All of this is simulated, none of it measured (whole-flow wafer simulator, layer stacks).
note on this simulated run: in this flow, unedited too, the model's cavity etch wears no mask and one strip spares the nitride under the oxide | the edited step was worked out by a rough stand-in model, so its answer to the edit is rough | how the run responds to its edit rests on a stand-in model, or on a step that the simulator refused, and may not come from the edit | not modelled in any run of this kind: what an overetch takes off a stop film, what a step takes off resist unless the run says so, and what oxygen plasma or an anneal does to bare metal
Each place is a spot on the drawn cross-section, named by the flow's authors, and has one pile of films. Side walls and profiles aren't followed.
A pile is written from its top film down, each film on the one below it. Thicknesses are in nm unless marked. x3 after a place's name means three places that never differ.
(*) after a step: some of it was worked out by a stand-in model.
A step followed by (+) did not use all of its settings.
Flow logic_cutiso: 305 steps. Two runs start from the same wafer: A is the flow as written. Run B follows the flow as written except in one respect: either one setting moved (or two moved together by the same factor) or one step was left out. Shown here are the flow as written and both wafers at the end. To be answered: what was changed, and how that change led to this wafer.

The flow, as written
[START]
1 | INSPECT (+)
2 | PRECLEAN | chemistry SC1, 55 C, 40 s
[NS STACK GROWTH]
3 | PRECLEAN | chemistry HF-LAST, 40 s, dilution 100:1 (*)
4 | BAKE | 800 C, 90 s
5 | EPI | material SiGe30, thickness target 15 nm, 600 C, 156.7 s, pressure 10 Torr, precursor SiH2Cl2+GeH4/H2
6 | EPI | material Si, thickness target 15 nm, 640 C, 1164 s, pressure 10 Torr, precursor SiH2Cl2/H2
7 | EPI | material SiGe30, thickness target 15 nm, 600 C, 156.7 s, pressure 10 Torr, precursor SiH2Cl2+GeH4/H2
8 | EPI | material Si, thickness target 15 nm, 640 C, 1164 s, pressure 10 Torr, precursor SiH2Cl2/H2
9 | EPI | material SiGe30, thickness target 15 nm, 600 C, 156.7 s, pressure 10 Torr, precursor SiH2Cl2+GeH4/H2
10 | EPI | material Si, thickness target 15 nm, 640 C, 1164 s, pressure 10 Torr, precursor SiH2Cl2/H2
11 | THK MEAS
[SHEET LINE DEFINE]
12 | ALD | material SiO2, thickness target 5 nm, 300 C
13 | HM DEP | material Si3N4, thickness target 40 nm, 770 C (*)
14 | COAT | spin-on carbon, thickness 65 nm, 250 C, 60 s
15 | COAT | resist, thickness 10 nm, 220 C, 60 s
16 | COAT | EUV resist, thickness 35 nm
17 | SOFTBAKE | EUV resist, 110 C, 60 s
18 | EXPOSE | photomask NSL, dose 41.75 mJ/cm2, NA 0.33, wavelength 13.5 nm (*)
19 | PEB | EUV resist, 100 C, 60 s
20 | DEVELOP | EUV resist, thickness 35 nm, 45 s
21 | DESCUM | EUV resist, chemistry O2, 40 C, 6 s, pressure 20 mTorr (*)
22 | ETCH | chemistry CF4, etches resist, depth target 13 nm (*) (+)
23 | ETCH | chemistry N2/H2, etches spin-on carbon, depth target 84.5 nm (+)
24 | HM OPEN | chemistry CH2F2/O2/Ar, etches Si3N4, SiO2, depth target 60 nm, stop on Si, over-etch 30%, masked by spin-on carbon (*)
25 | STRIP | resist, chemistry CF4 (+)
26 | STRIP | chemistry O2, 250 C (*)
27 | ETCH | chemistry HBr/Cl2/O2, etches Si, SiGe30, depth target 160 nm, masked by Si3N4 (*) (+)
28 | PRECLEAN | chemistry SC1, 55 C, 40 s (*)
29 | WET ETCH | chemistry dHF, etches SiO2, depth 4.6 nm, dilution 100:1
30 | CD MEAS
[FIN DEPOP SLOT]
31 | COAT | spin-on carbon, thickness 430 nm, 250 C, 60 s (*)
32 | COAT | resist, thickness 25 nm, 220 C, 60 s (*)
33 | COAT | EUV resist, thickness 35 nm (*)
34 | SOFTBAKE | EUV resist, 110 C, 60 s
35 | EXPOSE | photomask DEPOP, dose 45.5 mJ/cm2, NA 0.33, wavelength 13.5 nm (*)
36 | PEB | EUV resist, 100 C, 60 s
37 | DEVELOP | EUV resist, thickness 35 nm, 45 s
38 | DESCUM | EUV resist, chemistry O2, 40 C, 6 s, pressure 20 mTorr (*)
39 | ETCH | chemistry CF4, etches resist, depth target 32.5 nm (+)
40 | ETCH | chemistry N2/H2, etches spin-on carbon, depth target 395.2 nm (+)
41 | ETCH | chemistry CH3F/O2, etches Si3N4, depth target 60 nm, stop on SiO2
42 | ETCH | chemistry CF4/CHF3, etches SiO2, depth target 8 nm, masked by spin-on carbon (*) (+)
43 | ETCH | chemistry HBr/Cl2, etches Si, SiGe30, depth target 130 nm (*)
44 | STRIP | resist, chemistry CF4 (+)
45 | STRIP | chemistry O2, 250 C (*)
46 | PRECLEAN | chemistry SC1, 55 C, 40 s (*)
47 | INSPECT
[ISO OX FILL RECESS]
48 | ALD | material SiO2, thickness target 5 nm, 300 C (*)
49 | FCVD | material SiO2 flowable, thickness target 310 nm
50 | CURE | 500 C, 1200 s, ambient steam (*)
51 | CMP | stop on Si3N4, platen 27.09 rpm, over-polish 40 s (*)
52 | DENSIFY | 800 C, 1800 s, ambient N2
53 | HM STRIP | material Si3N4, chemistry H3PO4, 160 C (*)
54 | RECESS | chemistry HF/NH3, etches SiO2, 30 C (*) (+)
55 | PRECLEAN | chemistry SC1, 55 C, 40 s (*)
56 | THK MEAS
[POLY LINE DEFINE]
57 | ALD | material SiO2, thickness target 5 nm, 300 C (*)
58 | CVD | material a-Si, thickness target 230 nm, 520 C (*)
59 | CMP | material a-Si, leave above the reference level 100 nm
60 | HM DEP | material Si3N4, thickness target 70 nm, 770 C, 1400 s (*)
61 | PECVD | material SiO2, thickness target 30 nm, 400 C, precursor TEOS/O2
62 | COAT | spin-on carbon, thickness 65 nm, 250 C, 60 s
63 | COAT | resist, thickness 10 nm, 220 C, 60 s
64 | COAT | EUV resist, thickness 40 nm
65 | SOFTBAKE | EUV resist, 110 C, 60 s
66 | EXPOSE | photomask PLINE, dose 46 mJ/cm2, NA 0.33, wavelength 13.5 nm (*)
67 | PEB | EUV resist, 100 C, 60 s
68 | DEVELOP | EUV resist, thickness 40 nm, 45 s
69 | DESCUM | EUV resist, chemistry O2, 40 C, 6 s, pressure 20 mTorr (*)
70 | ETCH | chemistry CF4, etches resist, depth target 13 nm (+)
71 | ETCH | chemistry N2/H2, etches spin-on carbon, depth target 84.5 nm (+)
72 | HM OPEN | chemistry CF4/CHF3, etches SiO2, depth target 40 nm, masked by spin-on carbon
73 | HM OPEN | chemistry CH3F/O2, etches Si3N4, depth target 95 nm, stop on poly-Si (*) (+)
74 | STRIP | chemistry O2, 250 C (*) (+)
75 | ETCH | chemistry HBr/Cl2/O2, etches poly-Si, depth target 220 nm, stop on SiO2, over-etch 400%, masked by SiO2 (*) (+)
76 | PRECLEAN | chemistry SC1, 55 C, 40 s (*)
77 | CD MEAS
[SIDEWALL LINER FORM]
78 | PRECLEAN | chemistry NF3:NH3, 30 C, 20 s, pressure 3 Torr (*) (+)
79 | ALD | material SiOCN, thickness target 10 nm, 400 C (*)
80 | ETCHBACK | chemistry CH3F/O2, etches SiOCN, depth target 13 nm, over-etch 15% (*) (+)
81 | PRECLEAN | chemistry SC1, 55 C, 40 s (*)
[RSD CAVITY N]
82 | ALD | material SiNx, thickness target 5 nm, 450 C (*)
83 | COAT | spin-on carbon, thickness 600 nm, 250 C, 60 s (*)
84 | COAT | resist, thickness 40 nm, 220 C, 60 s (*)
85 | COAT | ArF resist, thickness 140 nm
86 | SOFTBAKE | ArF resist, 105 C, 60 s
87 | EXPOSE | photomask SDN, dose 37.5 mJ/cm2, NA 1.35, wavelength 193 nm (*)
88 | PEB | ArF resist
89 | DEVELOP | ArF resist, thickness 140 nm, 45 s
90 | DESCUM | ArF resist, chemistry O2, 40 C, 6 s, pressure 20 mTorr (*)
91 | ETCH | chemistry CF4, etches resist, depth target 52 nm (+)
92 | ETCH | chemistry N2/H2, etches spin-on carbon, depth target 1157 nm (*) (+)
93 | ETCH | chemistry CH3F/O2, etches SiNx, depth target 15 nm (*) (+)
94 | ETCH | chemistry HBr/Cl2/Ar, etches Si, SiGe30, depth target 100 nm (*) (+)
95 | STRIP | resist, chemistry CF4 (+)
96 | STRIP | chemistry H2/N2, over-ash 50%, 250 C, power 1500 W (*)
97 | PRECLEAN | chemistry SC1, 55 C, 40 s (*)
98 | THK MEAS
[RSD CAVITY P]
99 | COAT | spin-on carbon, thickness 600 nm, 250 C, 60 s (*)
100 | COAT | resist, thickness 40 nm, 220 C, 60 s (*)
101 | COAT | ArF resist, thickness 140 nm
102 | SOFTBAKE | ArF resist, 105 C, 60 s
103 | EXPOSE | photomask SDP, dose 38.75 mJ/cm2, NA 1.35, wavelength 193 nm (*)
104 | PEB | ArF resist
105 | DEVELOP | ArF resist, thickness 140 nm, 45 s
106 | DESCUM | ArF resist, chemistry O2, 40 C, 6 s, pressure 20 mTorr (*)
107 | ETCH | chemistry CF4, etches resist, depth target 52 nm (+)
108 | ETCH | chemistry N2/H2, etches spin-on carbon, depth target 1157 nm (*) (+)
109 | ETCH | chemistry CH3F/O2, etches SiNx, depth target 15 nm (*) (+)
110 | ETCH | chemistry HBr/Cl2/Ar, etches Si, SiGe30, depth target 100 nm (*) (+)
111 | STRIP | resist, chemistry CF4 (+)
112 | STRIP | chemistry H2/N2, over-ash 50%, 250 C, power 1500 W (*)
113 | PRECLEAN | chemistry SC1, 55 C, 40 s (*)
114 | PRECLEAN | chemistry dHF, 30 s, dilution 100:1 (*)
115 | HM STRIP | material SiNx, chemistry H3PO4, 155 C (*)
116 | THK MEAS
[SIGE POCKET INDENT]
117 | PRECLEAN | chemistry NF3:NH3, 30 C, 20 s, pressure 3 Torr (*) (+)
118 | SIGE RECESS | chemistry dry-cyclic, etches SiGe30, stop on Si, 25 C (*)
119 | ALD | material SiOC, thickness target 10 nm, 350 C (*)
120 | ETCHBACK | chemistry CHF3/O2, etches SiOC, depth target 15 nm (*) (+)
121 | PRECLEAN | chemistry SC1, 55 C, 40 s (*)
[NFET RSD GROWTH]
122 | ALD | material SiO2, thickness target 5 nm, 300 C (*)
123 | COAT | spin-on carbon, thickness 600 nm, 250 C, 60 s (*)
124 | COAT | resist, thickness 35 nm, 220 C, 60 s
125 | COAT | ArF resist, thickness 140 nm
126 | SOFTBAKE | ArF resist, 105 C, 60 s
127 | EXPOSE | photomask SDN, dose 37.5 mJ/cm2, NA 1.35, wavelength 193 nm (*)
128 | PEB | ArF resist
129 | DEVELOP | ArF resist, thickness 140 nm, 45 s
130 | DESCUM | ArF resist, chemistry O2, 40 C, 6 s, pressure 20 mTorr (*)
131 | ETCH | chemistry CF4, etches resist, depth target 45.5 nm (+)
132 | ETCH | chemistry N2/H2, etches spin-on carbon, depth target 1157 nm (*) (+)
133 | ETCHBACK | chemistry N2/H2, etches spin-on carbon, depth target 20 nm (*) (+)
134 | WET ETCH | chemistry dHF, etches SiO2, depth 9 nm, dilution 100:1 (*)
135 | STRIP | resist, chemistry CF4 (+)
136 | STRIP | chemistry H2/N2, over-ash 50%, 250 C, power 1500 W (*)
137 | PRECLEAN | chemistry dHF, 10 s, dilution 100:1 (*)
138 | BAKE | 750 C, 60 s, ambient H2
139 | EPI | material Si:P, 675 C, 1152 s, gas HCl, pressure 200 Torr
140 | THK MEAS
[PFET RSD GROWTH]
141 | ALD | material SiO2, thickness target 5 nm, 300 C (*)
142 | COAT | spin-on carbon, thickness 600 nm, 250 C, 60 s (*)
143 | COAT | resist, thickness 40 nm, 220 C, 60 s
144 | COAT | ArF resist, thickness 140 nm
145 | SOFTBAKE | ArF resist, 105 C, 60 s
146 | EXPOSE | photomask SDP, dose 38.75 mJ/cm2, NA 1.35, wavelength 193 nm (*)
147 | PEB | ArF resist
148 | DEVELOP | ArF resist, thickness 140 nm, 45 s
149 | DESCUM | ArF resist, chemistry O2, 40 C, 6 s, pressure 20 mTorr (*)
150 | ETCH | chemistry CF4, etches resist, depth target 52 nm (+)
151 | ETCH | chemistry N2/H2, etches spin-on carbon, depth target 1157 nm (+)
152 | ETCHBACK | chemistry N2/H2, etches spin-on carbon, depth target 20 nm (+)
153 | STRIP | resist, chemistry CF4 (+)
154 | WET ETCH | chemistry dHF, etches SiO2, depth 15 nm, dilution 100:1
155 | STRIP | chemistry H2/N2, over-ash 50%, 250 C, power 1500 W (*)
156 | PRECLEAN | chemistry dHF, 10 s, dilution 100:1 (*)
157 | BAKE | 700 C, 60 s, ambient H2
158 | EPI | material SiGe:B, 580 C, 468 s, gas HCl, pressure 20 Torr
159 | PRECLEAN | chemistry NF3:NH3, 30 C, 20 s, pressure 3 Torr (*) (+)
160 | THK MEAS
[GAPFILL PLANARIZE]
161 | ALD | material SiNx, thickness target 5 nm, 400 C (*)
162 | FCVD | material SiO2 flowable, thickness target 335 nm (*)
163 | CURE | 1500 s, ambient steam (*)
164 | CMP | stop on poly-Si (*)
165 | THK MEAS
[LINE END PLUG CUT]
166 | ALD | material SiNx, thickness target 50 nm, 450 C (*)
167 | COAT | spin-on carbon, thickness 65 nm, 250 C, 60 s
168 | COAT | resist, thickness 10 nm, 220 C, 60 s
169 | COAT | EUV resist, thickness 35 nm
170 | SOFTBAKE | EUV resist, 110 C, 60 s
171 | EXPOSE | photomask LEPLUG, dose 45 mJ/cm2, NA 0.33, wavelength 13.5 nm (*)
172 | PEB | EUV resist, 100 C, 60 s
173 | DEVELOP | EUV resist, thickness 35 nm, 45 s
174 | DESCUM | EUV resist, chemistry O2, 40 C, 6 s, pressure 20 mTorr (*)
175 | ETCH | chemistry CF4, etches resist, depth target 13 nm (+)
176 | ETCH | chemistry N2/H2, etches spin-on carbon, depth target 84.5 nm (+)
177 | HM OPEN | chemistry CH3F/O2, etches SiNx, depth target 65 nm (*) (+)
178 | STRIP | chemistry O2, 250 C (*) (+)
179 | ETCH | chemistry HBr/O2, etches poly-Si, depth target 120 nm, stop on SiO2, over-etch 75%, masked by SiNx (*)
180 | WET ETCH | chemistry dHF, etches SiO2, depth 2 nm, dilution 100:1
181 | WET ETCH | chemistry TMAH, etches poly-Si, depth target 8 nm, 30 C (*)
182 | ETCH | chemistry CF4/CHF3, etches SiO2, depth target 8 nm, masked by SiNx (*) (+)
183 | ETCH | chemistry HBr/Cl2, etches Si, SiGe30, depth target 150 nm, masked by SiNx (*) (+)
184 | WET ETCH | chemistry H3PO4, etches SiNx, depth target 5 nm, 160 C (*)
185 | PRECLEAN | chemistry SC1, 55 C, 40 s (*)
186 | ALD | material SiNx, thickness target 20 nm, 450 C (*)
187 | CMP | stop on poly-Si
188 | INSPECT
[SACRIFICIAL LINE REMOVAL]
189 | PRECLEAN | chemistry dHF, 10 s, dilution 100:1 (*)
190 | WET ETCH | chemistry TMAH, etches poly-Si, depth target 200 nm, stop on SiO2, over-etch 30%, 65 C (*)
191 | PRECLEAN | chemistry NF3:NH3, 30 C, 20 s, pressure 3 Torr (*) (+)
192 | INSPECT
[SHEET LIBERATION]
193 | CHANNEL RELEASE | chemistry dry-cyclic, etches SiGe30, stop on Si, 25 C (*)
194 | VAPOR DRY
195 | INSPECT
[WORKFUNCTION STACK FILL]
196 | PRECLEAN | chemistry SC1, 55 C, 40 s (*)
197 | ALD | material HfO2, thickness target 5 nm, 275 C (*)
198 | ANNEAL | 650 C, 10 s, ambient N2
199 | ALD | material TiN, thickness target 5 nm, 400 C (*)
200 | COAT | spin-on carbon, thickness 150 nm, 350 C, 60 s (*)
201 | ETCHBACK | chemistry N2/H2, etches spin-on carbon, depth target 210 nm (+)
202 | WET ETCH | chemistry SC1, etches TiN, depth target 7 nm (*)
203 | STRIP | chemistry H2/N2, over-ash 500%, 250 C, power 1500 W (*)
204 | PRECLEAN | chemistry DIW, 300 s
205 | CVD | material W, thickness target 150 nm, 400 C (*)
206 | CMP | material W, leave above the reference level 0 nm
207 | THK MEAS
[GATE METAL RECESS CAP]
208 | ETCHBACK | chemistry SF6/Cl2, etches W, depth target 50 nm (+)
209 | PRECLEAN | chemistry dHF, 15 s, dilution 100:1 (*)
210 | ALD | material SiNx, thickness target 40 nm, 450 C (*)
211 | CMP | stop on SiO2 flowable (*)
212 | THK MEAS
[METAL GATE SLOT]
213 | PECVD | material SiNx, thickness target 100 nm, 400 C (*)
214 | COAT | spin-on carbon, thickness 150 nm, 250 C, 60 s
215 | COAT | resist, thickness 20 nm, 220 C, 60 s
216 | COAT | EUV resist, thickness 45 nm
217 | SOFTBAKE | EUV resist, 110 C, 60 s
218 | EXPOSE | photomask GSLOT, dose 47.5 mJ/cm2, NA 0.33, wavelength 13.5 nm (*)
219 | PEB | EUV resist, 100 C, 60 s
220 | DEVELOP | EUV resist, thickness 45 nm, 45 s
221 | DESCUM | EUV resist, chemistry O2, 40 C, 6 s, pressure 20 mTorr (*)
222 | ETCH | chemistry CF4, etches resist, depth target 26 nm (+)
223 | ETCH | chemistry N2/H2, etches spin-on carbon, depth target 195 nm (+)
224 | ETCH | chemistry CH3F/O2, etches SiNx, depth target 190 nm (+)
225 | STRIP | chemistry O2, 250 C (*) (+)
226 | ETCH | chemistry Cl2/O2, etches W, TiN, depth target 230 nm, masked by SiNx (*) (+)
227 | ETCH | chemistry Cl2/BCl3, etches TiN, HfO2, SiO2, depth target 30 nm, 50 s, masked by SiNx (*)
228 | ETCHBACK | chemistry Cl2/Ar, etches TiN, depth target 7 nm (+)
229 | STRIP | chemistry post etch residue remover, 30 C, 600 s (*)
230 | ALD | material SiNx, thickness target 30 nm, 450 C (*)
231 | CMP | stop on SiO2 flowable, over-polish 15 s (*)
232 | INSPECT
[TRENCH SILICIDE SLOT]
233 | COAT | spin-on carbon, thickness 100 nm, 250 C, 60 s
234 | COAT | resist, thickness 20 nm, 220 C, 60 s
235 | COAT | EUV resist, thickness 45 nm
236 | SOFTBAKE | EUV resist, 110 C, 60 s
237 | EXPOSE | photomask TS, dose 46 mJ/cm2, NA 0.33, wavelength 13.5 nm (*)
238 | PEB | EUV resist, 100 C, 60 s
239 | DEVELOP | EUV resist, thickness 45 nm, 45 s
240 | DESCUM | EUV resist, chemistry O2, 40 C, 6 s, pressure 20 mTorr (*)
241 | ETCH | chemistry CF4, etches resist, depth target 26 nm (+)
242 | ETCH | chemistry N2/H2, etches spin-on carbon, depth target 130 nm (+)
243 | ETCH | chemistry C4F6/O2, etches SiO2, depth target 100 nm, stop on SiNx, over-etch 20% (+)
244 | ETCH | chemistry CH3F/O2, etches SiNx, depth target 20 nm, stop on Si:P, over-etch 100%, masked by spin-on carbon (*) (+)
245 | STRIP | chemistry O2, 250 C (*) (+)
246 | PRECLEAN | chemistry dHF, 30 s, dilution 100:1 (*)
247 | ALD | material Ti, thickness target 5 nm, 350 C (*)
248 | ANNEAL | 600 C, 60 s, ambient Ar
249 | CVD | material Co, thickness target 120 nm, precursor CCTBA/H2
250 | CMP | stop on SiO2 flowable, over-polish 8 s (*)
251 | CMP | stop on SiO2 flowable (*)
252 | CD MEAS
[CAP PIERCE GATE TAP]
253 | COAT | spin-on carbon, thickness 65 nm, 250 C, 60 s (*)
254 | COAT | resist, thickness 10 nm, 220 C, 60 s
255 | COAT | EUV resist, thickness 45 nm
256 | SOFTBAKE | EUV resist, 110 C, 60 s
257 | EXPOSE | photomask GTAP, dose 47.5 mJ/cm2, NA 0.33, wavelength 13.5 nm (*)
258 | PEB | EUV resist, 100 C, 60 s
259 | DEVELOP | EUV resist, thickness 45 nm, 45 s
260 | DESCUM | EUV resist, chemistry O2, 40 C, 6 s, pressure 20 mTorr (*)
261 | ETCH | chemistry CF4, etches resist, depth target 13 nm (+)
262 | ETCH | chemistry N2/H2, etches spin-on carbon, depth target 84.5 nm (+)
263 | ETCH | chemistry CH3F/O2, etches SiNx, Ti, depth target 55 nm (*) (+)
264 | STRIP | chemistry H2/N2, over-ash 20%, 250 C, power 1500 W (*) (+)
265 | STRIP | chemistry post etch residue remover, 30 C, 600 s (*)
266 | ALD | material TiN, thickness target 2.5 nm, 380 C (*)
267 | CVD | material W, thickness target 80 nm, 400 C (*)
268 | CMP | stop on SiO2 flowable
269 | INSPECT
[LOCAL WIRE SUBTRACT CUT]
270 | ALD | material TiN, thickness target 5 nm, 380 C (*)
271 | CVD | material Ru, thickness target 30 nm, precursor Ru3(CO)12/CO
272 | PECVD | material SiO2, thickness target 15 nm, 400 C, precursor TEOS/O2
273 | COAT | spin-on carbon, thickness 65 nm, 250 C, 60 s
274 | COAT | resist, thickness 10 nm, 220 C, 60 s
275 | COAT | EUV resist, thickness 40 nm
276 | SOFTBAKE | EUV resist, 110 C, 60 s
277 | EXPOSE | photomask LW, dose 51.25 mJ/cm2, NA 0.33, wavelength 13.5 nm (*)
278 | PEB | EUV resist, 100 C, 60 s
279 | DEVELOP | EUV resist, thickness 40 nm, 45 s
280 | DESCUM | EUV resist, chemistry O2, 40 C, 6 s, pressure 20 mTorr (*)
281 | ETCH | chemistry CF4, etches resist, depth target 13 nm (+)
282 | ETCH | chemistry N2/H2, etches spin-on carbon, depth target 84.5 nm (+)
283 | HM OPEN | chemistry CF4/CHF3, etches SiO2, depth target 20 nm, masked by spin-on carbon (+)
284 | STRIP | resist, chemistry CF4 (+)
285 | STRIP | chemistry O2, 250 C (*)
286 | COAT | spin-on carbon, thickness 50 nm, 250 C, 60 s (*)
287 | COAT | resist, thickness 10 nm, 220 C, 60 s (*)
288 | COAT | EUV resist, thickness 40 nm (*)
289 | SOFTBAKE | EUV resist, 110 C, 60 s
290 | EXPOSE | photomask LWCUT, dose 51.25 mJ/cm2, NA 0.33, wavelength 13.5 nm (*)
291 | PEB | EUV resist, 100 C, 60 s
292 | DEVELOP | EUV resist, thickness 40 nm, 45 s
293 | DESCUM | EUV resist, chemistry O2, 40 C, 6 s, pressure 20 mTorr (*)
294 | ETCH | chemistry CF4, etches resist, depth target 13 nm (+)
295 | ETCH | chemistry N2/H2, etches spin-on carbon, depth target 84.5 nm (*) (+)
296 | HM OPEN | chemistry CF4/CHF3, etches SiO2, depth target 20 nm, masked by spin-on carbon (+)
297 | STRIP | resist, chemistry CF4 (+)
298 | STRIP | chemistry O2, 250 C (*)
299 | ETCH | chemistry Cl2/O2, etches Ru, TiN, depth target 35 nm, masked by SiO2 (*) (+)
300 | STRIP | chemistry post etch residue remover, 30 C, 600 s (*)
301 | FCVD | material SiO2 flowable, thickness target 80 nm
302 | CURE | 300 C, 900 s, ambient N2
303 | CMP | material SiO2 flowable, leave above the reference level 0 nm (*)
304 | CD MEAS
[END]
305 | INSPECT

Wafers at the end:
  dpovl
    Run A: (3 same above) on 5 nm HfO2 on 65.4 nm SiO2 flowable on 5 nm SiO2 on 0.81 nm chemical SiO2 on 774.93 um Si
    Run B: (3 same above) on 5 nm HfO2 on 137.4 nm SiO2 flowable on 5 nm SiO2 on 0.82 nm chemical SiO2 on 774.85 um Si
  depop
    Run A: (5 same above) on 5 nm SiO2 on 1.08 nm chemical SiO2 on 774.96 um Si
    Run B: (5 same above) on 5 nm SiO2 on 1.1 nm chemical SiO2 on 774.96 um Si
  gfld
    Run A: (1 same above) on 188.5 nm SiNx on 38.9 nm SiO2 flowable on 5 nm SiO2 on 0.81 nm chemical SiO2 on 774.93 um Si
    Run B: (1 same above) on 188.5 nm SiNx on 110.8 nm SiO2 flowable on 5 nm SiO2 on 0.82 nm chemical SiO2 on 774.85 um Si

Cause: step 27, ETCH: depth target 232 nm was run, whereas the flow has depth target 160 nm.

Step by step, how the change led to this:
  27 | ETCH | chemistry HBr/Cl2/O2, etches Si, SiGe30, depth target 160 nm, masked by Si3N4 (*) (+)
      depop, gl, glp and 12 more: A -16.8 Si3N4 | B -23.4 Si3N4
      gfld, gxf, iso, lnri: A -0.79 chemical SiO2 (all of it), -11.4 Si (all of it), -15 SiGe30 (all of it), -15 Si (all of it), -15 SiGe30 (all of it), -15 Si (all of it), -15 SiGe30 (all of it), -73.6 Si | B -0.79 chemical SiO2 (all of it), -11.4 Si (all of it), -15 SiGe30 (all of it), -15 Si (all of it), -15 SiGe30 (all of it), -15 Si (all of it), -15 SiGe30 (all of it), -145.6 Si
      (as well as at 3 more places)
  31 | COAT | spin-on carbon, thickness 430 nm, 250 C, 60 s (*)
      depop, ns: A +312 spin-on carbon (new film) | B +271.7 spin-on carbon (new film)
      dpovl, nsgap: A +503.7 spin-on carbon (new film) | B +528.9 spin-on carbon (new film)
      (as well as at 18 more places)
  40 | ETCH | chemistry N2/H2, etches spin-on carbon, depth target 395.2 nm (+)
      depop: A -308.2 spin-on carbon (all of it), -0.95 Si3N4 | B -268 spin-on carbon (all of it), -1.38 Si3N4
  41 | ETCH | chemistry CH3F/O2, etches Si3N4, depth target 60 nm, stop on SiO2
      gfld, gl, glp and 17 more: A -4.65 resist | B -3.25 resist
      depop: A -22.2 Si3N4 (all of it), -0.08 SiO2 | B -15.2 Si3N4 (all of it), -0.08 SiO2
      (as well as at 1 more place)
  42 | ETCH | chemistry CF4/CHF3, etches SiO2, depth target 8 nm, masked by spin-on carbon (*) (+)
      gl: A -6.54 resist (all of it), -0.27 spin-on carbon | B -7.38 resist
      gxf: A -7.42 resist (all of it) | B -7.38 resist
      (as well as at 16 more places)
  43 | ETCH | chemistry HBr/Cl2, etches Si, SiGe30, depth target 130 nm (*)
      isow, ns: A -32 spin-on carbon | B -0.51 resist (all of it), -31.3 spin-on carbon
      gl: A -32 spin-on carbon | B -0.58 resist (all of it), -31.2 spin-on carbon
      (as well as at 9 more places)
  45 | STRIP | chemistry O2, 250 C (*)
      gfld, lnri: A +0.82 chemical SiO2 (new film), -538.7 spin-on carbon (all of it), -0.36 Si | B +0.83 chemical SiO2 (new film), -589 spin-on carbon (all of it), -0.36 Si
      glp, tap: A -347.6 spin-on carbon (all of it) | B -331 spin-on carbon (all of it)
      (as well as at 17 more places)
  49 | FCVD | material SiO2 flowable, thickness target 310 nm
      gl, glp, gxn and 10 more: A +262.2 SiO2 flowable (new film) | B +245.9 SiO2 flowable (new film)
      gfld, gxf, iso, lnri: A +453.9 SiO2 flowable (new film) | B +503 SiO2 flowable (new film)
      (as well as at 5 more places)
  50 | CURE | 500 C, 1200 s, ambient steam (*)
      depop, dpovl: A -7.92 SiO2 flowable | B -7.4 SiO2 flowable
      lnrt: A -7.98 SiO2 flowable | B -7.47 SiO2 flowable
  51 | CMP | stop on Si3N4, platen 27.09 rpm, over-polish 40 s (*)
      lnrt, rsdn, tap: A -254.2 SiO2 flowable (all of it), -5 SiO2 (all of it), -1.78 Si3N4 | B -238.4 SiO2 flowable (all of it), -5 SiO2 (all of it), -1.78 Si3N4
      dpovl, isow: A -200.4 SiO2 flowable | B -170.2 SiO2 flowable
      (as well as at 17 more places)
  52 | DENSIFY | 800 C, 1800 s, ambient N2
      gfld, gxf, iso, lnri: A -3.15 SiO2 flowable | B -4.72 SiO2 flowable
      dpovl: A -2.82 SiO2 flowable | B -3.54 SiO2 flowable
      (as well as at 2 more places)
  53 | HM STRIP | material Si3N4, chemistry H3PO4, 160 C (*)
      gl, glp, gxn and 11 more: A -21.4 Si3N4 (all of it), -0.36 SiO2 | B -14.9 Si3N4 (all of it), -0.25 SiO2
      depop, dpovl, gfld, gxf, iso, isow, lnri, nsgap: A -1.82 SiO2 flowable | B -1.26 SiO2 flowable
  54 | RECESS | chemistry HF/NH3, etches SiO2, 30 C (*) (+)
      gfld, gxf, iso, lnri: A -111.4 SiO2 flowable | B -103.9 SiO2 flowable
      depop: A -111.9 SiO2 flowable | B -106 SiO2 flowable
      (as well as at 3 more places)
